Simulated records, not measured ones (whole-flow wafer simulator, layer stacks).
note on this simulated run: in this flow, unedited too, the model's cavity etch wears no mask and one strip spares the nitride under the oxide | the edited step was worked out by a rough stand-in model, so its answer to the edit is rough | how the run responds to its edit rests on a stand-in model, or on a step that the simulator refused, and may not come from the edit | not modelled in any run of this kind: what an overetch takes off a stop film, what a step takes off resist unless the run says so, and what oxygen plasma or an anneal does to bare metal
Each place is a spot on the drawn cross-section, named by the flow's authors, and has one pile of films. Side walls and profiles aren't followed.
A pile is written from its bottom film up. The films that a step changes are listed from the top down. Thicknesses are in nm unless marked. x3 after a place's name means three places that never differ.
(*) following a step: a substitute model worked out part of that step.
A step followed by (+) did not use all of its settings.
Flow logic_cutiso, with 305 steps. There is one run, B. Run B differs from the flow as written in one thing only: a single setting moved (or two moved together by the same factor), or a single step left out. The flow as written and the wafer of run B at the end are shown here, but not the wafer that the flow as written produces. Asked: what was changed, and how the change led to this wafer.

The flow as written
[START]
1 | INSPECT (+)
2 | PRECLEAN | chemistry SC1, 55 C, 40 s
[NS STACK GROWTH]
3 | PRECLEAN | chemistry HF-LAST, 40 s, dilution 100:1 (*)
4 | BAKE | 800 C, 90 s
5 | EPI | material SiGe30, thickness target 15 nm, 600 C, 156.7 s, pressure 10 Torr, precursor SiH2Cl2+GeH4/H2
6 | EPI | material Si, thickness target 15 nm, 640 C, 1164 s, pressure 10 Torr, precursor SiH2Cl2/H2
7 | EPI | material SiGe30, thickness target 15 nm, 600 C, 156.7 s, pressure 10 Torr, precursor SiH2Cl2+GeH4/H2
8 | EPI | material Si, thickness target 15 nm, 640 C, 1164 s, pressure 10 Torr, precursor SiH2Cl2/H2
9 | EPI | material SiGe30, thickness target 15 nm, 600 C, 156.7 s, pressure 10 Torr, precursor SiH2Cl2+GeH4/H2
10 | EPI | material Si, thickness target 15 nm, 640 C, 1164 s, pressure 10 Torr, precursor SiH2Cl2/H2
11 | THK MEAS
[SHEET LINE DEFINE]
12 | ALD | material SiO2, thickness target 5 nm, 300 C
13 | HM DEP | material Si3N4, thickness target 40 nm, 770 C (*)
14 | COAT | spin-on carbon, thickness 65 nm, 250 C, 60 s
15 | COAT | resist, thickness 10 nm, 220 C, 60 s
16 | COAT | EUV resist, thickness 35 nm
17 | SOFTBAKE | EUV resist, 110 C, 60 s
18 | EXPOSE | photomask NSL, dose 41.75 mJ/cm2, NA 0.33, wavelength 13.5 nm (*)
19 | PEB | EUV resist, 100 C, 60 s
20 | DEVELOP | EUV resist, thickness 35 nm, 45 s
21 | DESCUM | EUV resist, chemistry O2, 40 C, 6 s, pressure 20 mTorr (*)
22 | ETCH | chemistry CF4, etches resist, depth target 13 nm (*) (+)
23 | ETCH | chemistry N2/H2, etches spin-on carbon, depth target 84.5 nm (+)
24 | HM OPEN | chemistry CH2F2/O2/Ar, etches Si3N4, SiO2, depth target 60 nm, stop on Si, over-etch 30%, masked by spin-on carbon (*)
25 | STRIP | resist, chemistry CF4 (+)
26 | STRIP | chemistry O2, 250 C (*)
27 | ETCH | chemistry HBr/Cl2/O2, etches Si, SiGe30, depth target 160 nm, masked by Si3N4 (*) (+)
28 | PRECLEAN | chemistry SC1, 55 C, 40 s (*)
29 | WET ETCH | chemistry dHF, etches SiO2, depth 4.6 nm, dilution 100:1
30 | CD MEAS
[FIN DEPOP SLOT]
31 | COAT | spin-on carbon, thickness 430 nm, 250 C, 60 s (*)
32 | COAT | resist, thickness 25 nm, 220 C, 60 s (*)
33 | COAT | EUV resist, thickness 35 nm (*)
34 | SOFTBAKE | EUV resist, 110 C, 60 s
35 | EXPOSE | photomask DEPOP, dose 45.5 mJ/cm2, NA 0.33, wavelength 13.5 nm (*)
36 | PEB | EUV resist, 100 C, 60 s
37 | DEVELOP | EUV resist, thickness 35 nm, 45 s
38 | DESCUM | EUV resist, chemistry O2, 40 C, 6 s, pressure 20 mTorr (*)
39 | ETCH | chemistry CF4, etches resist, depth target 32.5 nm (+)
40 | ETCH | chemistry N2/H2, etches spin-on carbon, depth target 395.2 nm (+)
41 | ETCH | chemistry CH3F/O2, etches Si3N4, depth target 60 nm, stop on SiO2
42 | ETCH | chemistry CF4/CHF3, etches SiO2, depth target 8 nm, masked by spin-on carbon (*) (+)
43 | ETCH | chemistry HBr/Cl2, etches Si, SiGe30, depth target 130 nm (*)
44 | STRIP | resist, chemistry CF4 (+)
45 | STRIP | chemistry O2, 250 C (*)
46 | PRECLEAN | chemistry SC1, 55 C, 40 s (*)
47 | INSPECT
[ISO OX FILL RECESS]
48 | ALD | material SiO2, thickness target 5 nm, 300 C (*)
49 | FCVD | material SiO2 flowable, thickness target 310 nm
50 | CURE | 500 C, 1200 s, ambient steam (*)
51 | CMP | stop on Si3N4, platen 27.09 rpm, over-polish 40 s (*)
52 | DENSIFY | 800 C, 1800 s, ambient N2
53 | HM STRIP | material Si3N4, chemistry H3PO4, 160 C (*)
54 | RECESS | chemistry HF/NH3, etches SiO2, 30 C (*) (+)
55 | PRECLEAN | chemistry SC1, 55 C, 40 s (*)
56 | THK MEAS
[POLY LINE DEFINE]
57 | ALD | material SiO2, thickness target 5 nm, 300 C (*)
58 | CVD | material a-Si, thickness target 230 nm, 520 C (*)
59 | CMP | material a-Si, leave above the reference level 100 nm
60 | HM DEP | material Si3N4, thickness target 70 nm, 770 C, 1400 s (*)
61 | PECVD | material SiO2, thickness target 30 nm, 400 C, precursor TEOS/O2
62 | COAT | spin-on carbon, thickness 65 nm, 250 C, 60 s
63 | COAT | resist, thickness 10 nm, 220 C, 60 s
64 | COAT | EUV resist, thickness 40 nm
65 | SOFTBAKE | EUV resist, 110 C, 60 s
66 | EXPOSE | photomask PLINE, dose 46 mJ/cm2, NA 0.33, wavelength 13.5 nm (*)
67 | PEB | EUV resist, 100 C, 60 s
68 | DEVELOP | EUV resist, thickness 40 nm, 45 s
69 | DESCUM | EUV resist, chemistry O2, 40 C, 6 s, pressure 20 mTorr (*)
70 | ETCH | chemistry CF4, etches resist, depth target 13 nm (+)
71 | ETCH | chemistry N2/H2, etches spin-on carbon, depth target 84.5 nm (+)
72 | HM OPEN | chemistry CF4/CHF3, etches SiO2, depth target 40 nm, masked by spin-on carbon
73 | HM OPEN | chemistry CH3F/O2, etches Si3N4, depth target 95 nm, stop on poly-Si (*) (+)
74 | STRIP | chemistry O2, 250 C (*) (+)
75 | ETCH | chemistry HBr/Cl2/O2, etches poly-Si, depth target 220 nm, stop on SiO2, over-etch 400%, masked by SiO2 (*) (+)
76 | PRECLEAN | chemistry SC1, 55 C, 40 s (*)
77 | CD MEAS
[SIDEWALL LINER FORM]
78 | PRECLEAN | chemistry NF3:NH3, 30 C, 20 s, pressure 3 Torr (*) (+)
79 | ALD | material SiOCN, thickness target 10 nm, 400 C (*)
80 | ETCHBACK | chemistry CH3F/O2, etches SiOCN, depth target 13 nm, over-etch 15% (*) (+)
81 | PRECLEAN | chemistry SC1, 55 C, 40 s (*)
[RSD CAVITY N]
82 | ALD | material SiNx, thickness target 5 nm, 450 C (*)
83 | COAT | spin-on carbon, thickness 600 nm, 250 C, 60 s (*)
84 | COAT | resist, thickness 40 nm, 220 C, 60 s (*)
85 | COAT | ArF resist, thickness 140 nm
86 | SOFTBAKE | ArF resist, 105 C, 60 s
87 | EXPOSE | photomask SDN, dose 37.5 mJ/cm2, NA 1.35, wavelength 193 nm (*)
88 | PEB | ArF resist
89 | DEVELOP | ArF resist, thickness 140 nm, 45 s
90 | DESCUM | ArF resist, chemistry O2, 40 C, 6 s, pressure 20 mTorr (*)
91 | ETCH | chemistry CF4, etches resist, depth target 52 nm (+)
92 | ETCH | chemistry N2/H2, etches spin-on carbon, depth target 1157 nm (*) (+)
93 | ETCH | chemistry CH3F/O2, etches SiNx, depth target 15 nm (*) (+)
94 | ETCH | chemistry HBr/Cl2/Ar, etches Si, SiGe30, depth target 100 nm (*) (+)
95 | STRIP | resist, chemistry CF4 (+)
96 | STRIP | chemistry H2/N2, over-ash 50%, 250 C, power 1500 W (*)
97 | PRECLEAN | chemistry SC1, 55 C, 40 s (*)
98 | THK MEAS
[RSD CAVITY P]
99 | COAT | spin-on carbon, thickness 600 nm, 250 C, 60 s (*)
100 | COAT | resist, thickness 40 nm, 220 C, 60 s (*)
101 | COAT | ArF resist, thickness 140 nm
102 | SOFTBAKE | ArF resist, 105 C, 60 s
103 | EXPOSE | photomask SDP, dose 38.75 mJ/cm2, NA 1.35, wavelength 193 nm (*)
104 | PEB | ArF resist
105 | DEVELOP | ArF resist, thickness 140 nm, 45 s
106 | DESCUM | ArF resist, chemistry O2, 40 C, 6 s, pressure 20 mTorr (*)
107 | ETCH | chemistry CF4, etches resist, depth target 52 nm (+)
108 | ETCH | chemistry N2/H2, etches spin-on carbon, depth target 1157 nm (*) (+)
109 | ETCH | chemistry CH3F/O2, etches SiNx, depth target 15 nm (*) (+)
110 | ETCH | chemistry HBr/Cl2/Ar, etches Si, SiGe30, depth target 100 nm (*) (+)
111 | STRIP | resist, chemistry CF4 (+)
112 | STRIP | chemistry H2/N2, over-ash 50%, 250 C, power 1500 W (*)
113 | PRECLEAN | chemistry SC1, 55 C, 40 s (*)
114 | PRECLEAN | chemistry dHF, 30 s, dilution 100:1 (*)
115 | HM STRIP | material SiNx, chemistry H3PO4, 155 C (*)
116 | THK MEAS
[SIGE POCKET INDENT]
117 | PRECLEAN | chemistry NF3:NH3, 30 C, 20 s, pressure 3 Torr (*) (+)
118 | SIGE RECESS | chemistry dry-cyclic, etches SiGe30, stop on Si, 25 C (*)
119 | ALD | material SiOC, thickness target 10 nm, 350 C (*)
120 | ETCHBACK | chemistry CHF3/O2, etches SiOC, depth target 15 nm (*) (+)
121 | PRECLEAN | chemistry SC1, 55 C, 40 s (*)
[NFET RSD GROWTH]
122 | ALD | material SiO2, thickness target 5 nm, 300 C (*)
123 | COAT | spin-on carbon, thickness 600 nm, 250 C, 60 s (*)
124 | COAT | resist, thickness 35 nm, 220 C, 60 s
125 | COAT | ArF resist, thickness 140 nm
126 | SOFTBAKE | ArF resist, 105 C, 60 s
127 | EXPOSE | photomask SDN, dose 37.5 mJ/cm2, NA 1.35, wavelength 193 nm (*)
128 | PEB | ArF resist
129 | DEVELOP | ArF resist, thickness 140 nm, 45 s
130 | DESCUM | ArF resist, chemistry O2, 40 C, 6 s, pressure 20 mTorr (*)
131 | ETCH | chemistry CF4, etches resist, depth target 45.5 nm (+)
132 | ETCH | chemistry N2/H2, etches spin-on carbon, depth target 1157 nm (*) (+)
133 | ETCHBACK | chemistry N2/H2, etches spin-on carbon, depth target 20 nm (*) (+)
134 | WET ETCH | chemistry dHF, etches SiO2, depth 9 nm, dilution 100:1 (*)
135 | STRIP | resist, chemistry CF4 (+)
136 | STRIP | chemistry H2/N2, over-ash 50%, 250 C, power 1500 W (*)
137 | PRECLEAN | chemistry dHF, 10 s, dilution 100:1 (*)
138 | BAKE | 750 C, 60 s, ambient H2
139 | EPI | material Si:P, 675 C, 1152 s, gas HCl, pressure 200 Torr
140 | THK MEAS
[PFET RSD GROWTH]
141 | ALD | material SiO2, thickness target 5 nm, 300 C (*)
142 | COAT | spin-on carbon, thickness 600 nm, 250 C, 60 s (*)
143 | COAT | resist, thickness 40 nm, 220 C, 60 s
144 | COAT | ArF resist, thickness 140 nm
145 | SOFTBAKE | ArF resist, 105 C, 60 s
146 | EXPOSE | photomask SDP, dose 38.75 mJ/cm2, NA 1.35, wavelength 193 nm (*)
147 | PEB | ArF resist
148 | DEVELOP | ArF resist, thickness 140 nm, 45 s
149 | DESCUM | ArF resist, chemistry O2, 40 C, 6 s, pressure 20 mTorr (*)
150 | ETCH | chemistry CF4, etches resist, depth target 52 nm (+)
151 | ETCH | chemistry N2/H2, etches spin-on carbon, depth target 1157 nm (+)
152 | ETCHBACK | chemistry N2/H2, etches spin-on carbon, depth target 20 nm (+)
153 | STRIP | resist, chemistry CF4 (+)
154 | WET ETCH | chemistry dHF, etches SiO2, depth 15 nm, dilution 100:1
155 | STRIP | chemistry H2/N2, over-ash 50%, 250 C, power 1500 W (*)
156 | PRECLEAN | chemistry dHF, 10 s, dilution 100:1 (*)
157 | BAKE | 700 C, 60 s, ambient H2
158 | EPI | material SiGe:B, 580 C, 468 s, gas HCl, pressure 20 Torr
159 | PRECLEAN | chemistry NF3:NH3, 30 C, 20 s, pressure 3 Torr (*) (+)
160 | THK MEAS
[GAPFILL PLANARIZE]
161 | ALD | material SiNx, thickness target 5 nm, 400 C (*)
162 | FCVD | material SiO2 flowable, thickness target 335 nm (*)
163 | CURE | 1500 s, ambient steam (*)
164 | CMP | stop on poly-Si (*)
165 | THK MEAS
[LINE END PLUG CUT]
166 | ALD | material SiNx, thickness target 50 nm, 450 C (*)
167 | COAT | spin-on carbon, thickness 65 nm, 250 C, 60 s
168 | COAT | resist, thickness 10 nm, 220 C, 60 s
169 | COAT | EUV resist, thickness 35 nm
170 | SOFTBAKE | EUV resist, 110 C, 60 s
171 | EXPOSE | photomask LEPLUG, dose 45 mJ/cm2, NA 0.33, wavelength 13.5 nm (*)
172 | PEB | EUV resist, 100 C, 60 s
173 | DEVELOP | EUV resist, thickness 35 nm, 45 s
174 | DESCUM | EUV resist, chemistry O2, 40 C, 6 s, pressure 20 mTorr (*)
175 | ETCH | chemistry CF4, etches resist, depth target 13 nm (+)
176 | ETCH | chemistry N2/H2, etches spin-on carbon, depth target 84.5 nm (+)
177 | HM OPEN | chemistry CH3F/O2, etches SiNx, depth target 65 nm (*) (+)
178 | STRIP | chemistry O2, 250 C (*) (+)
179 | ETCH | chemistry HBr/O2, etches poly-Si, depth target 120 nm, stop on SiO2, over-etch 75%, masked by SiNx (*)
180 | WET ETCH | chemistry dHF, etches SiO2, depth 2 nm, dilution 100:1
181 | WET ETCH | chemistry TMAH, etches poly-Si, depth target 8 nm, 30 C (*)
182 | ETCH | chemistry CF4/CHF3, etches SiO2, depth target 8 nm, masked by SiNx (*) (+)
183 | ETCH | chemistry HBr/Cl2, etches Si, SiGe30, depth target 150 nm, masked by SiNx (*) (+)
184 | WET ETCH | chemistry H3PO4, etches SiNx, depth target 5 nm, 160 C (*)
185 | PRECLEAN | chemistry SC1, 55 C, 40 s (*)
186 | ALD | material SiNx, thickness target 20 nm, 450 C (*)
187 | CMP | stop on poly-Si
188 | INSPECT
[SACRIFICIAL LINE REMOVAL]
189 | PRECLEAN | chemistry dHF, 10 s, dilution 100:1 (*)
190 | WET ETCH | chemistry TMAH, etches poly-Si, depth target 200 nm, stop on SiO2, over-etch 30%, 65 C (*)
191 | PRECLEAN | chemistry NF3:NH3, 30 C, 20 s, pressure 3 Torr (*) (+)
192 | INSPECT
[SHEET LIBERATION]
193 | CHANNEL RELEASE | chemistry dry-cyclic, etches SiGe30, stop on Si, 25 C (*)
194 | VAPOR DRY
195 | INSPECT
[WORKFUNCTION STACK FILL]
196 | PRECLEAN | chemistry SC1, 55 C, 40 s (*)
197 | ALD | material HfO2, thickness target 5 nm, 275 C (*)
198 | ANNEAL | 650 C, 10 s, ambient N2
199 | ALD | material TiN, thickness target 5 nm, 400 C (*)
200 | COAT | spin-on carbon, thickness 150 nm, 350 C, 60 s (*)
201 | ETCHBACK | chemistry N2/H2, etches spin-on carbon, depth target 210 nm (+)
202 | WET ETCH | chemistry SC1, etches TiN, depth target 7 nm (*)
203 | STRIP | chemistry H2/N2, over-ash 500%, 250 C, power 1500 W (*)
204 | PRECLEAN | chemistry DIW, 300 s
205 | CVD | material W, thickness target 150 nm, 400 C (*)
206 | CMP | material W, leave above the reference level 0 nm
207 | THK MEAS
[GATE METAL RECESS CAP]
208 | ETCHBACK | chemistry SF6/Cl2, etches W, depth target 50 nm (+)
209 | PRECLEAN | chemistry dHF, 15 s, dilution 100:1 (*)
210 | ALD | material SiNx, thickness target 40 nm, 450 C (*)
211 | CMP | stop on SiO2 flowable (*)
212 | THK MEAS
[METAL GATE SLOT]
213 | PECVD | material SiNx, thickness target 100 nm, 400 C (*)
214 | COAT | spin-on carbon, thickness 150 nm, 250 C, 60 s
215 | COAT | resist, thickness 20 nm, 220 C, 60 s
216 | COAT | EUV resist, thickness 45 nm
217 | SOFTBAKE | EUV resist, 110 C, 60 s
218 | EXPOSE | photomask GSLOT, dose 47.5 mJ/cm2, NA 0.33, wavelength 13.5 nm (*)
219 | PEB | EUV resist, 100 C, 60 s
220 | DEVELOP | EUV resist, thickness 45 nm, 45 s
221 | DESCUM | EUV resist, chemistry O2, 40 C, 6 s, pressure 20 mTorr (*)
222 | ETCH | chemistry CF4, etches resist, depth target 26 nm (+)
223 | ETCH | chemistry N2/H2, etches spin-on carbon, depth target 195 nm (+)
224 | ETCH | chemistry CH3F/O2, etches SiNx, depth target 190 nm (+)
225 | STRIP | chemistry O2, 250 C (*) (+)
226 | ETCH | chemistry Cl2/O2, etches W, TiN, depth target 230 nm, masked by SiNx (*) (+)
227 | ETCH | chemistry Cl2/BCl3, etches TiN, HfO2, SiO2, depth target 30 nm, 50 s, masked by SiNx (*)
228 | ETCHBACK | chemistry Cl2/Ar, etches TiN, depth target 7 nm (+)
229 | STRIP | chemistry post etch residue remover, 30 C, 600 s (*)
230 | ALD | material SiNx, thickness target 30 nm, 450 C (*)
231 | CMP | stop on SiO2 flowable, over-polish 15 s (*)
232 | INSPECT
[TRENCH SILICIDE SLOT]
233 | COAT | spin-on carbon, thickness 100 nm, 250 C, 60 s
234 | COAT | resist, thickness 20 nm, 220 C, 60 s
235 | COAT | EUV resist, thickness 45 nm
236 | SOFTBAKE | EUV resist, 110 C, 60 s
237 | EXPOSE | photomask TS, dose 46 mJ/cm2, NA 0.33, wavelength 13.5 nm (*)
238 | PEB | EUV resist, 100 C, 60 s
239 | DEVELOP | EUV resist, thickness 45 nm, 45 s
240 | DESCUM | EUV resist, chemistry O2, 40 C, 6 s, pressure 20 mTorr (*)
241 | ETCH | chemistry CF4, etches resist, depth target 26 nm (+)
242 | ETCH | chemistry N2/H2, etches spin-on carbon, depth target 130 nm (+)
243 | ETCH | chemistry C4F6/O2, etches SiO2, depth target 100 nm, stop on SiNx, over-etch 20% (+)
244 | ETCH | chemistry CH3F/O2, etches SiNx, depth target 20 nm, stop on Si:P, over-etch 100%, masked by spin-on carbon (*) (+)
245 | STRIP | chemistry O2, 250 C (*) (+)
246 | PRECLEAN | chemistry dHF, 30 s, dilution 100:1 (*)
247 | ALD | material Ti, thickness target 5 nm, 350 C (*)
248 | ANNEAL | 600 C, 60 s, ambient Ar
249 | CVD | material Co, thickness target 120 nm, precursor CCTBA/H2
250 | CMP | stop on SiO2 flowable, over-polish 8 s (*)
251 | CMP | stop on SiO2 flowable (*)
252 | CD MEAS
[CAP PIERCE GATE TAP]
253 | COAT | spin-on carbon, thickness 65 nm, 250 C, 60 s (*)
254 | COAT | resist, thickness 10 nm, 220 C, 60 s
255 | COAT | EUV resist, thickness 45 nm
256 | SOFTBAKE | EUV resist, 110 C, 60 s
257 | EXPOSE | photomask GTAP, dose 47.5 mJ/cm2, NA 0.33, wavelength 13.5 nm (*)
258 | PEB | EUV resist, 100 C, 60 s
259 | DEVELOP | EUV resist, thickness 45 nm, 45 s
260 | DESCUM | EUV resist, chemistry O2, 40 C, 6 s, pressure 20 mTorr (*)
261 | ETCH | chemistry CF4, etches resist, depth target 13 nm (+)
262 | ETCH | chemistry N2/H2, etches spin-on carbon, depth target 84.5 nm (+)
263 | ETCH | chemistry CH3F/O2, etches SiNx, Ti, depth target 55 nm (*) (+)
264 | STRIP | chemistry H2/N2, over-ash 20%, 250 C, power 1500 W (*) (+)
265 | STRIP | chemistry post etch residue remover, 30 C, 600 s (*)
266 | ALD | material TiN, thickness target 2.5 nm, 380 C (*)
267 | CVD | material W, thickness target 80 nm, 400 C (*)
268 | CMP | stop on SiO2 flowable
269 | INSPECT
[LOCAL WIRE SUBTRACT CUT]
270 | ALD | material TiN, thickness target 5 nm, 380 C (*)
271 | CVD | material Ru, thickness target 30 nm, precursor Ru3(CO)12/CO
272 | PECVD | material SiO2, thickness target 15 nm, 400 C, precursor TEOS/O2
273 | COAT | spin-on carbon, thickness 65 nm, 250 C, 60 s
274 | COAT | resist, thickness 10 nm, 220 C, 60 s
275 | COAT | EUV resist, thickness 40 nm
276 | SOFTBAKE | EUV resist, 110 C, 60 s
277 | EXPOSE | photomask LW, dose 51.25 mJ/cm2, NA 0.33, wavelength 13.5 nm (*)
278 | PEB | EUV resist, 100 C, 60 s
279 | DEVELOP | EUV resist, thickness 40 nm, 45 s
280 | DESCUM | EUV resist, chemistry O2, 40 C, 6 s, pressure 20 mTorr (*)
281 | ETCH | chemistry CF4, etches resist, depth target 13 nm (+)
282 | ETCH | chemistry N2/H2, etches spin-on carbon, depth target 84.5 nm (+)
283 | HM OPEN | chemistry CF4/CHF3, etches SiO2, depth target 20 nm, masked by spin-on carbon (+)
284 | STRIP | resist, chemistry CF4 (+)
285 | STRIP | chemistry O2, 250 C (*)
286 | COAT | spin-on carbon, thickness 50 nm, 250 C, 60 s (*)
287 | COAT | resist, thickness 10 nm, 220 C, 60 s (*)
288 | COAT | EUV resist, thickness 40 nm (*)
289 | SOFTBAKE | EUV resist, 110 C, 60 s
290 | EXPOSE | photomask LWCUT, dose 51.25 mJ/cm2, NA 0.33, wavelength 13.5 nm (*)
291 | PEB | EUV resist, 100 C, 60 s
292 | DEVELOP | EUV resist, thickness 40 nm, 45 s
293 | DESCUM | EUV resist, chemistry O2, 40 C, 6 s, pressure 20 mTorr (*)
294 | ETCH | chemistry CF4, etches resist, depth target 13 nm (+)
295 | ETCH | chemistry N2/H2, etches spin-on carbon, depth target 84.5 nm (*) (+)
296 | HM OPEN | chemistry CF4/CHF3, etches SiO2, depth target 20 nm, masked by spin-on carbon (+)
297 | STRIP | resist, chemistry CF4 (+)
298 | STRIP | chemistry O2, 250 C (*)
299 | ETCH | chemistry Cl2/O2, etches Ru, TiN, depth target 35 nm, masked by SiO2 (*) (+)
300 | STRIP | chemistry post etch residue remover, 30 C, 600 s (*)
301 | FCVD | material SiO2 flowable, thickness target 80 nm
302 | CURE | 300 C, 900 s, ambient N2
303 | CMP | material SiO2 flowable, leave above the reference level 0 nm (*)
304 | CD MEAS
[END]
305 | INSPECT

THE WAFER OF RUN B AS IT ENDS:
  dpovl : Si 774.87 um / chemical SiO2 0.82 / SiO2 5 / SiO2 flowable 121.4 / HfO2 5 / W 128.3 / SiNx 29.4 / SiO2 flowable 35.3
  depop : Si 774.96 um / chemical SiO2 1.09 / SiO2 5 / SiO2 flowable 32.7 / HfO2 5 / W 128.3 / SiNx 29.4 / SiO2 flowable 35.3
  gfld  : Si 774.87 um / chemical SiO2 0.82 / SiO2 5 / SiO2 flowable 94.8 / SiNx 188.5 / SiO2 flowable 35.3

What caused this: step 27, ETCH: depth target 216 nm was run, while the flow as written has depth target 160 nm.

How this came from the change, step by step:
  27 | ETCH | chemistry HBr/Cl2/O2, etches Si, SiGe30, depth target 160 nm, masked by Si3N4 (*) (+)
      depop, gl, glp and 12 more: Si3N4 loses 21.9 (it would be, as written: Si3N4 loses 16.8)
      gfld, gxf, iso, lnri: chemical SiO2 loses 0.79 (all of it), Si loses 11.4 (all of it), SiGe30 loses 15 (all of it), Si loses 15 (all of it), SiGe30 loses 15 (all of it), Si loses 15 (all of it), SiGe30 loses 15 (all of it), Si loses 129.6 (it would be, as written: chemical SiO2 loses 0.79 (all of it), Si loses 11.4 (all of it), SiGe30 loses 15 (all of it), Si loses 15 (all of it), SiGe30 loses 15 (all of it), Si loses 15 (all of it), SiGe30 loses 15 (all of it), Si loses 73.6)
      (as well as at 3 more places)
  31 | COAT | spin-on carbon, thickness 430 nm, 250 C, 60 s (*)
      dpovl, nsgap: spin-on carbon gains 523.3 (new film) (it would be, as written: spin-on carbon gains 503.7 (new film))
      gfld, lnri: spin-on carbon gains 607.3 (new film) (it would be, as written: spin-on carbon gains 570.2 (new film))
      (as well as at 18 more places)
  40 | ETCH | chemistry N2/H2, etches spin-on carbon, depth target 395.2 nm (+)
      depop: spin-on carbon loses 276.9 (all of it), Si3N4 loses 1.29 (it would be, as written: spin-on carbon loses 308.2 (all of it), Si3N4 loses 0.95)
  41 | ETCH | chemistry CH3F/O2, etches Si3N4, depth target 60 nm, stop on SiO2
      gfld, gl, glp and 17 more: resist loses 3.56 (it would be, as written: resist loses 4.65)
      depop: Si3N4 loses 16.8 (all of it), SiO2 loses 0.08 (it would be, as written: Si3N4 loses 22.2 (all of it), SiO2 loses 0.08)
      (as well as at 1 more place)
  42 | ETCH | chemistry CF4/CHF3, etches SiO2, depth target 8 nm, masked by spin-on carbon (*) (+)
      gl: resist loses 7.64 (all of it) (it would be, as written: resist loses 6.54 (all of it), spin-on carbon loses 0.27)
      gxf: resist loses 7.38 (it would be, as written: resist loses 7.42 (all of it))
      (as well as at 16 more places)
  43 | ETCH | chemistry HBr/Cl2, etches Si, SiGe30, depth target 130 nm (*)
      gxf: resist loses 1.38 (all of it), spin-on carbon loses 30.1 (it would be, as written: spin-on carbon loses 32)
      gxn: resist loses 1.24 (all of it), spin-on carbon loses 30.3 (it would be, as written: spin-on carbon loses 32)
      (as well as at 6 more places)
  45 | STRIP | chemistry O2, 250 C (*)
      gfld, lnri: chemical SiO2 gains 0.83 (new film), spin-on carbon loses 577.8 (all of it), Si loses 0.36 (it would be, as written: chemical SiO2 gains 0.82 (new film), spin-on carbon loses 538.7 (all of it), Si loses 0.36)
      glp, tap: spin-on carbon loses 334.7 (all of it) (it would be, as written: spin-on carbon loses 347.6 (all of it))
      (as well as at 17 more places)
  49 | FCVD | material SiO2 flowable, thickness target 310 nm
      gl, glp, gxn and 10 more: SiO2 flowable gains 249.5 (new film) (it would be, as written: SiO2 flowable gains 262.2 (new film))
      gfld, gxf, iso, lnri: SiO2 flowable gains 492.1 (new film) (it would be, as written: SiO2 flowable gains 453.9 (new film))
      (as well as at 5 more places)
  51 | CMP | stop on Si3N4, platen 27.09 rpm, over-polish 40 s (*)
      lnrt, rsdn, tap: SiO2 flowable loses 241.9 (all of it), SiO2 loses 5 (all of it), Si3N4 loses 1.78 (it would be, as written: SiO2 flowable loses 254.2 (all of it), SiO2 loses 5 (all of it), Si3N4 loses 1.78)
      dpovl, isow: SiO2 flowable loses 176.9 (it would be, as written: SiO2 flowable loses 200.4)
      (as well as at 17 more places)
  52 | DENSIFY | 800 C, 1800 s, ambient N2
      gfld, gxf, iso, lnri: SiO2 flowable loses 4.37 (it would be, as written: SiO2 flowable loses 3.15)
      dpovl: SiO2 flowable loses 3.39 (it would be, as written: SiO2 flowable loses 2.82)
      (as well as at 1 more place)
  53 | HM STRIP | material Si3N4, chemistry H3PO4, 160 C (*)
      gl, glp, gxn and 11 more: Si3N4 loses 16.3 (all of it), SiO2 loses 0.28 (it would be, as written: Si3N4 loses 21.4 (all of it), SiO2 loses 0.36)
  54 | RECESS | chemistry HF/NH3, etches SiO2, 30 C (*) (+)
      gfld, gxf, iso, lnri: SiO2 flowable loses 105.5 (it would be, as written: SiO2 flowable loses 111.4)
      depop: SiO2 flowable loses 107.3 (it would be, as written: SiO2 flowable loses 111.9)
      (as well as at 3 more places)
